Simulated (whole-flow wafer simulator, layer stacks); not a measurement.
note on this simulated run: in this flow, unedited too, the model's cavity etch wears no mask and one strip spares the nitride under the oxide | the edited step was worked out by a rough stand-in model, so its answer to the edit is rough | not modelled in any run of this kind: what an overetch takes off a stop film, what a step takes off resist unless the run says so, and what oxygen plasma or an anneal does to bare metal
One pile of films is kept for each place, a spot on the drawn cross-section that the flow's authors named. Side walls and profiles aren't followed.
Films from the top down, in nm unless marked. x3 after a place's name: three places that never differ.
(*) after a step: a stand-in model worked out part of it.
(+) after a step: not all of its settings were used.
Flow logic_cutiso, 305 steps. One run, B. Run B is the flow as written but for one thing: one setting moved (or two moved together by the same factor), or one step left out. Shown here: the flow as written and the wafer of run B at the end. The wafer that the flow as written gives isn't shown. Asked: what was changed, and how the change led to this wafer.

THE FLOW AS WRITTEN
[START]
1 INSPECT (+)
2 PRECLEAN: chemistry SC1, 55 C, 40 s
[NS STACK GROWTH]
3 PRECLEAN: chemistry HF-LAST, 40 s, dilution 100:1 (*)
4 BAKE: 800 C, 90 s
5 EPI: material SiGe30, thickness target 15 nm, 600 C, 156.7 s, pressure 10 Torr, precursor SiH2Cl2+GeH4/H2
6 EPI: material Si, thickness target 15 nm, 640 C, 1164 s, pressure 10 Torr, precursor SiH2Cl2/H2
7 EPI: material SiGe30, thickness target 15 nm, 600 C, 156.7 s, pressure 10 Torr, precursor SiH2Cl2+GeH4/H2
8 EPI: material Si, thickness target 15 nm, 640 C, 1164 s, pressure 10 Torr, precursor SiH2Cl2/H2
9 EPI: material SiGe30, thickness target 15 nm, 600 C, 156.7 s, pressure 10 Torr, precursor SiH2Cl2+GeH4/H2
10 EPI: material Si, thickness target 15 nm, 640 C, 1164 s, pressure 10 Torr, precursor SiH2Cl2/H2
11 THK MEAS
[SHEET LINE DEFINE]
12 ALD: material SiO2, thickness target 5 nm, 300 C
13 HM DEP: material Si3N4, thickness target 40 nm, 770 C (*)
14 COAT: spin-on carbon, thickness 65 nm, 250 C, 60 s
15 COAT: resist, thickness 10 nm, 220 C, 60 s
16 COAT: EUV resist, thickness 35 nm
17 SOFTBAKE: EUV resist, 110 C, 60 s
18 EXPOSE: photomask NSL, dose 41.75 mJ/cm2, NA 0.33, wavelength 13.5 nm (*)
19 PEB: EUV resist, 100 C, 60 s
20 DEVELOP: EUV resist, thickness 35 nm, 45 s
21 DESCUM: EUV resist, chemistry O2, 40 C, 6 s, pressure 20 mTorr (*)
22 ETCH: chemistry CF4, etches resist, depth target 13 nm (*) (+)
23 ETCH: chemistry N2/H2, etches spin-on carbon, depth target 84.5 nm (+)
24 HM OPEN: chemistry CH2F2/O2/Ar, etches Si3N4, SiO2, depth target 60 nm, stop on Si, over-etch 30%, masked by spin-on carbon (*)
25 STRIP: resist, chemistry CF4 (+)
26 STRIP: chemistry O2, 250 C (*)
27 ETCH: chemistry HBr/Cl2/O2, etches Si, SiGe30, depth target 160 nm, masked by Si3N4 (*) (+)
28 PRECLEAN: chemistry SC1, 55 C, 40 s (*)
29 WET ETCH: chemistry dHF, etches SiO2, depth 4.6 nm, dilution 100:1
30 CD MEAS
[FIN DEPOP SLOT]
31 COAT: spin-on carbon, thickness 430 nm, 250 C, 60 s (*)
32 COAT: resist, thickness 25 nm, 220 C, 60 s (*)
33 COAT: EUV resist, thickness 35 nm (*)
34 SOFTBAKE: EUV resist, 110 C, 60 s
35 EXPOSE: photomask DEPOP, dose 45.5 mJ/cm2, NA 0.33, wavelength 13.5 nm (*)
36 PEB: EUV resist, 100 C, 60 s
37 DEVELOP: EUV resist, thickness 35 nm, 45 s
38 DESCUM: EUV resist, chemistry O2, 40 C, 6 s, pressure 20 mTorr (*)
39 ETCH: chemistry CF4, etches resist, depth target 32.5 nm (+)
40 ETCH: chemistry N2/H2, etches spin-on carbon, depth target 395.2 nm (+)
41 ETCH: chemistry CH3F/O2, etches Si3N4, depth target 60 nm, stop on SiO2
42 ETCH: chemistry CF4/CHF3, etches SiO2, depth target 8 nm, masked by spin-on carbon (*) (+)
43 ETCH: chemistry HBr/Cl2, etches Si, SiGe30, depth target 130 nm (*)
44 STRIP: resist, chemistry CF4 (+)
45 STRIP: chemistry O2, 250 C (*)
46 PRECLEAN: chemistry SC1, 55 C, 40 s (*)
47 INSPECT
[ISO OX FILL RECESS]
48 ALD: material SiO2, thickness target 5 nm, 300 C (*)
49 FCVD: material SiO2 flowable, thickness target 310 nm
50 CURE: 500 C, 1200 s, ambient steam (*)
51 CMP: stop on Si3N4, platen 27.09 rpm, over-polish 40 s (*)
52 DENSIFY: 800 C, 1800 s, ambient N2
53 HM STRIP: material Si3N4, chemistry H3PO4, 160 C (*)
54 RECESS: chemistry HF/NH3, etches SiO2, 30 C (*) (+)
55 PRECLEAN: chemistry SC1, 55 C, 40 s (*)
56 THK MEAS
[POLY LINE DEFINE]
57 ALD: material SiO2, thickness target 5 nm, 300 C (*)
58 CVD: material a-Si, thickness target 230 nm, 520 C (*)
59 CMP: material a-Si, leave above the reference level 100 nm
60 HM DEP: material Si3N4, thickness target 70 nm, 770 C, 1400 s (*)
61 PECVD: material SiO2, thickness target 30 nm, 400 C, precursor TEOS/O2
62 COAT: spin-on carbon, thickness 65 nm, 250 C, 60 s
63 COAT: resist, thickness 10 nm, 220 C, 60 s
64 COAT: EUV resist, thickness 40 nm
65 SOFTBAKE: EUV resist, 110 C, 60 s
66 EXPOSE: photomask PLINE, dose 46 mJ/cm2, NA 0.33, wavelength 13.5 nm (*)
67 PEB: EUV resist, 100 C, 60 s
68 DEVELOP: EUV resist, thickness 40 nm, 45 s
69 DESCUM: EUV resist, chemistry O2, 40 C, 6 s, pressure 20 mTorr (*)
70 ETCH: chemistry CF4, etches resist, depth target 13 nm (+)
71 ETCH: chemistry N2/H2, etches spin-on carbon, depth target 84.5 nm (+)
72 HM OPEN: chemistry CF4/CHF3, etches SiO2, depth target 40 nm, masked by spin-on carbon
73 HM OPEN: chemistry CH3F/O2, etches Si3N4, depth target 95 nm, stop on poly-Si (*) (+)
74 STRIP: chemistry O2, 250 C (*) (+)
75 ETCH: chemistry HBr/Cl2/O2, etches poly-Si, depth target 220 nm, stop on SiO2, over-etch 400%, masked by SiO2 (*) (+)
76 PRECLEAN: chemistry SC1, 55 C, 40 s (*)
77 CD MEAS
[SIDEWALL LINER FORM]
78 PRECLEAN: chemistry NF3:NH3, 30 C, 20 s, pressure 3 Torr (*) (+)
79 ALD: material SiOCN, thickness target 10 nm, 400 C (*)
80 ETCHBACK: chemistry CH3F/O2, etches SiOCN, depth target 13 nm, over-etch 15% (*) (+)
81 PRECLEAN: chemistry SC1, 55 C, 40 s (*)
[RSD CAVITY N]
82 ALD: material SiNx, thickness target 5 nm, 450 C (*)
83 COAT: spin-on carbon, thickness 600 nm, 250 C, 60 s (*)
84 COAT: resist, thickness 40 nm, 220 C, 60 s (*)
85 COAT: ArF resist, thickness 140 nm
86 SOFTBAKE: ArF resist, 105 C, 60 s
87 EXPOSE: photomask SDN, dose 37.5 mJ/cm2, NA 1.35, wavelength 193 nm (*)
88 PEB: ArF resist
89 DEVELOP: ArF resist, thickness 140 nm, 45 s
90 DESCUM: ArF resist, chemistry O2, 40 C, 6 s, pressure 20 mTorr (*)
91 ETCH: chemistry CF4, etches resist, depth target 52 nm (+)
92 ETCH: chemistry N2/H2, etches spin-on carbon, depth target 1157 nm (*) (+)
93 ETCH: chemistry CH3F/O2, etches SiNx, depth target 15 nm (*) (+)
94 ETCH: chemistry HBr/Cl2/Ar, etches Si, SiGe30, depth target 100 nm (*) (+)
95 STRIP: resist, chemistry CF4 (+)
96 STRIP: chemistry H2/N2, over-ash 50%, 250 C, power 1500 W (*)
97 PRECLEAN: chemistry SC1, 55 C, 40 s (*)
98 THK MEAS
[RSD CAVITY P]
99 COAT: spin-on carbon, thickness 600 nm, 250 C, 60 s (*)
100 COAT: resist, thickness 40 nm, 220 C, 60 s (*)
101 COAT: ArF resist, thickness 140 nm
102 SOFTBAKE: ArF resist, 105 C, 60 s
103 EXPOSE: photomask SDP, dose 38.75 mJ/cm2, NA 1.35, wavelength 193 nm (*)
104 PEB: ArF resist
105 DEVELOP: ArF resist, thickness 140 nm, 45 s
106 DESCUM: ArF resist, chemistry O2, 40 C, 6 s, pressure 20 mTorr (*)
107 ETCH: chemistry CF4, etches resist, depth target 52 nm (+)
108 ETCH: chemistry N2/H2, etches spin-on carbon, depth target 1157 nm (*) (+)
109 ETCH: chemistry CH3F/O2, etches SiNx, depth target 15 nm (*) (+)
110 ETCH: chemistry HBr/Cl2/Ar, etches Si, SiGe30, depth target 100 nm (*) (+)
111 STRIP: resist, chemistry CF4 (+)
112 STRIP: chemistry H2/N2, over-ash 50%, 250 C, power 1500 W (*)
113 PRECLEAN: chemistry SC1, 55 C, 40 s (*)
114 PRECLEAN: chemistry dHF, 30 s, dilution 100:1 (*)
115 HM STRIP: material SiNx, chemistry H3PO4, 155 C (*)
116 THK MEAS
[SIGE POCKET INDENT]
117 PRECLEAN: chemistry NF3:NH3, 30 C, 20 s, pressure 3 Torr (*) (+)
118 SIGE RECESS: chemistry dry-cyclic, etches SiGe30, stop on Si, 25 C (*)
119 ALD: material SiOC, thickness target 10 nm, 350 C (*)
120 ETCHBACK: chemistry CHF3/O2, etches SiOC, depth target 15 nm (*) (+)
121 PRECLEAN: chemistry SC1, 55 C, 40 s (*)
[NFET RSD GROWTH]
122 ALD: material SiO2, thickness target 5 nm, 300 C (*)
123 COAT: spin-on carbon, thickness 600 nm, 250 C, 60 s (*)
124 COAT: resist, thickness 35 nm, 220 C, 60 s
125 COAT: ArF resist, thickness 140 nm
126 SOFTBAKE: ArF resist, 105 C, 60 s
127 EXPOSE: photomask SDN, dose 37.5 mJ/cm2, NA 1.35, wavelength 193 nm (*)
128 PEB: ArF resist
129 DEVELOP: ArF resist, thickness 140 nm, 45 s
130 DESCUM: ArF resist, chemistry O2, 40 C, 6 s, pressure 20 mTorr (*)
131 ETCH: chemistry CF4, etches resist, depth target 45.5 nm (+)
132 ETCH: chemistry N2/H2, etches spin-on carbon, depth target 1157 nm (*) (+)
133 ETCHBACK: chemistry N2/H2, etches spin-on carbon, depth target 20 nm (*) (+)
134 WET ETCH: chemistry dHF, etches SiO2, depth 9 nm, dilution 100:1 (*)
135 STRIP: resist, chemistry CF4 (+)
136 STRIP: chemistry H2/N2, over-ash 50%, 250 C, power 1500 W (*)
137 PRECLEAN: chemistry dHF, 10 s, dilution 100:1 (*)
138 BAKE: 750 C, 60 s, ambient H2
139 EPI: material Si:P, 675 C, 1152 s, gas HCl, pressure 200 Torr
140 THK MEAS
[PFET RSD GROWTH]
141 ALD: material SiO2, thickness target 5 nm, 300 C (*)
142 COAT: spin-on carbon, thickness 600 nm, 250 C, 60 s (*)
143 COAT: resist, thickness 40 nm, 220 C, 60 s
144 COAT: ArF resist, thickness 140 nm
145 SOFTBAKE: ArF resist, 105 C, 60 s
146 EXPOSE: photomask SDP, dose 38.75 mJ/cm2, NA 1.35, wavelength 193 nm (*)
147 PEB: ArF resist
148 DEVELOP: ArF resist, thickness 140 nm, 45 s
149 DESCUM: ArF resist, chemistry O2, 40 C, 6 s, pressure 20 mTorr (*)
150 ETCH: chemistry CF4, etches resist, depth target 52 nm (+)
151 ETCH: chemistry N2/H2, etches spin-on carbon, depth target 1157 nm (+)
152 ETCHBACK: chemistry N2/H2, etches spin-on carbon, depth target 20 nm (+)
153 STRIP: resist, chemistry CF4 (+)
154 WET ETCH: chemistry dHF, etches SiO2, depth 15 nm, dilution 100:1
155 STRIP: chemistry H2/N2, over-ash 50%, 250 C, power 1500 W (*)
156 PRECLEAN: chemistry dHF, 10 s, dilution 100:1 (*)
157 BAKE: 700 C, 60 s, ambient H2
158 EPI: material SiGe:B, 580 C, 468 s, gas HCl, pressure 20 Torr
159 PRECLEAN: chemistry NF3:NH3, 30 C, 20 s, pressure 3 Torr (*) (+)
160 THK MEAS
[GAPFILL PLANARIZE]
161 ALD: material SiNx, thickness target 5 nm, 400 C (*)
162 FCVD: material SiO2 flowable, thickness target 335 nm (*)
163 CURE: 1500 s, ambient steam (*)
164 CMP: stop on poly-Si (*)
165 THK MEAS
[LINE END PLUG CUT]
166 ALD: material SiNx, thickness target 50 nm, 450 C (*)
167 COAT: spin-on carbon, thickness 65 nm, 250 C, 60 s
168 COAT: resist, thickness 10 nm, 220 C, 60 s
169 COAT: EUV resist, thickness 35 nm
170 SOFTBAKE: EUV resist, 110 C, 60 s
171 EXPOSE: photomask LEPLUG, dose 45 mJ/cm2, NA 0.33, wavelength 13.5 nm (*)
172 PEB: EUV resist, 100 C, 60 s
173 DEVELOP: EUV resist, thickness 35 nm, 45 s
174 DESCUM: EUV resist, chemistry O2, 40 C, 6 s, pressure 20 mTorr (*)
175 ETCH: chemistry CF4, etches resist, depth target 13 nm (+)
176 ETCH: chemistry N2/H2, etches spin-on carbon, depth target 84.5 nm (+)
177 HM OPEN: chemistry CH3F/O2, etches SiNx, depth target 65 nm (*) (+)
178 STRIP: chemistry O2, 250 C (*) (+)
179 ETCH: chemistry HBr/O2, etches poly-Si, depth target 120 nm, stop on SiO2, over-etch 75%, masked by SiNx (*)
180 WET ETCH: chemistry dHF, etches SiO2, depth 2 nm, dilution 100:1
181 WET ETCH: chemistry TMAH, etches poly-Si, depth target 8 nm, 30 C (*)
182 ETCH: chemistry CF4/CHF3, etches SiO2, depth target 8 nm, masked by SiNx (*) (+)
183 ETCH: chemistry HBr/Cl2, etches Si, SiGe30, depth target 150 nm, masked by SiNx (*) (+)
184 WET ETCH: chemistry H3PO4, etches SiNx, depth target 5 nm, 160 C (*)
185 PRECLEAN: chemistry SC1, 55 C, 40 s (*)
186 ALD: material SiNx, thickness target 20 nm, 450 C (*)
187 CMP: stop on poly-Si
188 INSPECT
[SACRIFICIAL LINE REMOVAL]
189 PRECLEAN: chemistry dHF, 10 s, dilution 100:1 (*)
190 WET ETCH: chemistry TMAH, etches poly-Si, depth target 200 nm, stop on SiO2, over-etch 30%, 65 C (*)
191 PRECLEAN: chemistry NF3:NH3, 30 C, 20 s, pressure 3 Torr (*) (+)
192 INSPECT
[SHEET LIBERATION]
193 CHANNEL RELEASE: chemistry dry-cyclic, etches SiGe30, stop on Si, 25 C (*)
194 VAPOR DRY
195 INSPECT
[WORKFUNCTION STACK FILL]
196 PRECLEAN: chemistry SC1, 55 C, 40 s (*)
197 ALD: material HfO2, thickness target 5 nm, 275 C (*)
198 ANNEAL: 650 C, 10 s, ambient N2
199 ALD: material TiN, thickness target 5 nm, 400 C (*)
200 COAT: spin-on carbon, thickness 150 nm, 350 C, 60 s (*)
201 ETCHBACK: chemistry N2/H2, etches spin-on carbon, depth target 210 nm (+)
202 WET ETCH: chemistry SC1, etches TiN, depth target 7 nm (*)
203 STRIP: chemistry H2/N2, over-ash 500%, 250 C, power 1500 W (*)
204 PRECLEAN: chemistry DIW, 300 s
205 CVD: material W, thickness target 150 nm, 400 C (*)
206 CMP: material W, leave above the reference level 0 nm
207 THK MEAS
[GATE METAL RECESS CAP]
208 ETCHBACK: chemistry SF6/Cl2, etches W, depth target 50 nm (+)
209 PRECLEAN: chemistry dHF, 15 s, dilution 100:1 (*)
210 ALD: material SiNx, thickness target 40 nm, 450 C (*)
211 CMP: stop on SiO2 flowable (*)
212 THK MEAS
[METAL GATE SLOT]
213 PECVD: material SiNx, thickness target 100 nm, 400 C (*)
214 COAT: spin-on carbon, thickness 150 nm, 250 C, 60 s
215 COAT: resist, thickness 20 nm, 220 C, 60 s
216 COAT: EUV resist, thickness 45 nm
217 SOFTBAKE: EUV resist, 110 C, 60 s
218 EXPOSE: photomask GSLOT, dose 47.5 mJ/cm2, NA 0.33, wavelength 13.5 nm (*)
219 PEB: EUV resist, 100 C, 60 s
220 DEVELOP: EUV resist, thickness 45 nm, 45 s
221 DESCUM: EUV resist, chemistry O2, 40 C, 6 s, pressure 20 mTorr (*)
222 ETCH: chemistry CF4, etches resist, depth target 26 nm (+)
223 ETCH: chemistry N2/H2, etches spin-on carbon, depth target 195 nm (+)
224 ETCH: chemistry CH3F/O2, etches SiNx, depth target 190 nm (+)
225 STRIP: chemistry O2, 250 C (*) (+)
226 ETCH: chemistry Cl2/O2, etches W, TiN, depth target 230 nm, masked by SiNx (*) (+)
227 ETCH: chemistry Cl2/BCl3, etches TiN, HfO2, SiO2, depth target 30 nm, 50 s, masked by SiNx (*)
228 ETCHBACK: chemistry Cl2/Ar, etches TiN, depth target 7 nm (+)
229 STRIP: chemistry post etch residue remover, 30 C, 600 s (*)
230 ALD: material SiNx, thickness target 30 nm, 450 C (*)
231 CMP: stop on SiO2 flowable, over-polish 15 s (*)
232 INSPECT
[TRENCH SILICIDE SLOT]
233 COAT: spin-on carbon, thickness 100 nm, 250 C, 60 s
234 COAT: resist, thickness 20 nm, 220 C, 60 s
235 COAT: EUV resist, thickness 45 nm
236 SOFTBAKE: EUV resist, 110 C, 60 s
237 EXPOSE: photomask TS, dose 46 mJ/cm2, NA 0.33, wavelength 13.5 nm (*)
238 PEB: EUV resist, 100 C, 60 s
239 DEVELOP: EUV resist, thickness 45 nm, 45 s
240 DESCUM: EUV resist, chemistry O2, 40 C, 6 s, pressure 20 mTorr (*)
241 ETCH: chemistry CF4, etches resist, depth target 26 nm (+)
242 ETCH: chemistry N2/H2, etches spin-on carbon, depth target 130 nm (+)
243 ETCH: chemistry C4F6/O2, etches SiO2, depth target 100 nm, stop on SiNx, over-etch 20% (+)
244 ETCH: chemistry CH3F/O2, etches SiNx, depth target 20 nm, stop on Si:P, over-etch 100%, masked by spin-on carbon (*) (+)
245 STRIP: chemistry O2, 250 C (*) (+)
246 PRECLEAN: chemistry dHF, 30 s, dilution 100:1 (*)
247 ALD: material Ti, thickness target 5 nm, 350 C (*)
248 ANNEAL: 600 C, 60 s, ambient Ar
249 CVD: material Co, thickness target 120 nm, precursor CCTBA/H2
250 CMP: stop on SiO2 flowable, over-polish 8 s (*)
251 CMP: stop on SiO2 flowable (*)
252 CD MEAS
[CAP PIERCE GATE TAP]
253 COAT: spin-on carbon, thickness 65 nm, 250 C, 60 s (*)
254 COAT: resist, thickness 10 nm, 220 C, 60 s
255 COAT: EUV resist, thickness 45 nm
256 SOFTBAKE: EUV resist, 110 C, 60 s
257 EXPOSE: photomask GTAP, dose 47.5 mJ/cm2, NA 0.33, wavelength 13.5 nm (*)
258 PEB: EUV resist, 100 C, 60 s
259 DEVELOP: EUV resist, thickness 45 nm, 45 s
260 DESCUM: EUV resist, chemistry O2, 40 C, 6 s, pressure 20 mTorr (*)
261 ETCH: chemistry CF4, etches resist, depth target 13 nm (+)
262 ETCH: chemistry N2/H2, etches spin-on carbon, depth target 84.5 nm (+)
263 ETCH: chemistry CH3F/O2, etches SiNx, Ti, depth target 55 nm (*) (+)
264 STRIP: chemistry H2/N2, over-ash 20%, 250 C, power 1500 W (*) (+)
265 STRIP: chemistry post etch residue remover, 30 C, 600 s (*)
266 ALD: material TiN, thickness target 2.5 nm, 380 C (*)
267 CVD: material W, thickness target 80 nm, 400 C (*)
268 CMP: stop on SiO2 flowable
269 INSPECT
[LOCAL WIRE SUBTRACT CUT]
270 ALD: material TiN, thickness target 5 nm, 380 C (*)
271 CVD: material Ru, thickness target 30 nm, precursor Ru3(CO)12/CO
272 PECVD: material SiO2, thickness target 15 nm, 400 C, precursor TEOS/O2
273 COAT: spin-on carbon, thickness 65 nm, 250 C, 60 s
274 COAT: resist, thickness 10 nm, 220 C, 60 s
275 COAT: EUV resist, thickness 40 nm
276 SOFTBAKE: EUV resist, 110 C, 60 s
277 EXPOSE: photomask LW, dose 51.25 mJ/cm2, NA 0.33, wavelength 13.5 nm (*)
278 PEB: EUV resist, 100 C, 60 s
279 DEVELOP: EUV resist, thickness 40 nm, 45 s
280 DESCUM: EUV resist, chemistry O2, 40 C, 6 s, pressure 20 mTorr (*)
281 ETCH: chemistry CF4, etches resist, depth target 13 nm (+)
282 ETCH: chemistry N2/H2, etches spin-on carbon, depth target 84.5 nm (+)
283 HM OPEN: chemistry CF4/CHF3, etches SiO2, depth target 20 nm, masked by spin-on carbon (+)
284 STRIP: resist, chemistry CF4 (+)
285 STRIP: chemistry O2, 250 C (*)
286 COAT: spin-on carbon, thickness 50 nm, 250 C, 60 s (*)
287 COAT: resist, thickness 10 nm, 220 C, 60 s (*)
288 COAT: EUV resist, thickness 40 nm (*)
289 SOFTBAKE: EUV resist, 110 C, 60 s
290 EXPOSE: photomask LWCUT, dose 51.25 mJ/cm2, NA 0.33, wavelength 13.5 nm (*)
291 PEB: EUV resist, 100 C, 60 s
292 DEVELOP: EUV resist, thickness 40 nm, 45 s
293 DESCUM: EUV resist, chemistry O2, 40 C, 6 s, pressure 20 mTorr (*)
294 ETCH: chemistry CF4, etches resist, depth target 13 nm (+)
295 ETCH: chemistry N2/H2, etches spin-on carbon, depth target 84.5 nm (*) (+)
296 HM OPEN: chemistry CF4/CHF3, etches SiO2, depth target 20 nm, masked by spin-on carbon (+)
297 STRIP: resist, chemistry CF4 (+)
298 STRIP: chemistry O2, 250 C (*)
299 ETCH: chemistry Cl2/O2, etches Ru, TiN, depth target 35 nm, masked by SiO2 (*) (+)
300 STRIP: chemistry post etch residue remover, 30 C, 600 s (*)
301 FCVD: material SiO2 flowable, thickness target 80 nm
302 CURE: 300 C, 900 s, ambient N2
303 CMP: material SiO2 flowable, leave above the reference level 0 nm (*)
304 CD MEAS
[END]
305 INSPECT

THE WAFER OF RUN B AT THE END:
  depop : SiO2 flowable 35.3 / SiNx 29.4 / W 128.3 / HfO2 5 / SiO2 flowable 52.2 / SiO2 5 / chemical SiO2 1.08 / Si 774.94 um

The cause: step 43, ETCH: depth target 149.5 nm was run, where the flow has depth target 130 nm.

How the change led to this, step by step:
  43 ETCH: chemistry HBr/Cl2, etches Si, SiGe30, depth target 130 nm (*)
      dpovl, gl, glp and 16 more: spin-on carbon -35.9 (as written it would be: spin-on carbon -32)
      depop: Si -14 (all of it), SiGe30 -15 (all of it), Si -15 (all of it), SiGe30 -15 (all of it), Si -15 (all of it), SiGe30 -15 (all of it), Si -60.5 (as written it would be: Si -14 (all of it), SiGe30 -15 (all of it), Si -15 (all of it), SiGe30 -15 (all of it), Si -15 (all of it), SiGe30 -15 (all of it), Si -41)
      (and at 2 more places)
  45 STRIP: chemistry O2, 250 C (*)
      dpovl: chemical SiO2 +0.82 (new film), spin-on carbon -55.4 (all of it), Si -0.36 (as written it would be: chemical SiO2 +0.82 (new film), spin-on carbon -59.3 (all of it), Si -0.36)
  49 FCVD: material SiO2 flowable, thickness target 310 nm
      depop: SiO2 flowable +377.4 (new film) (as written it would be: SiO2 flowable +359.9 (new film))
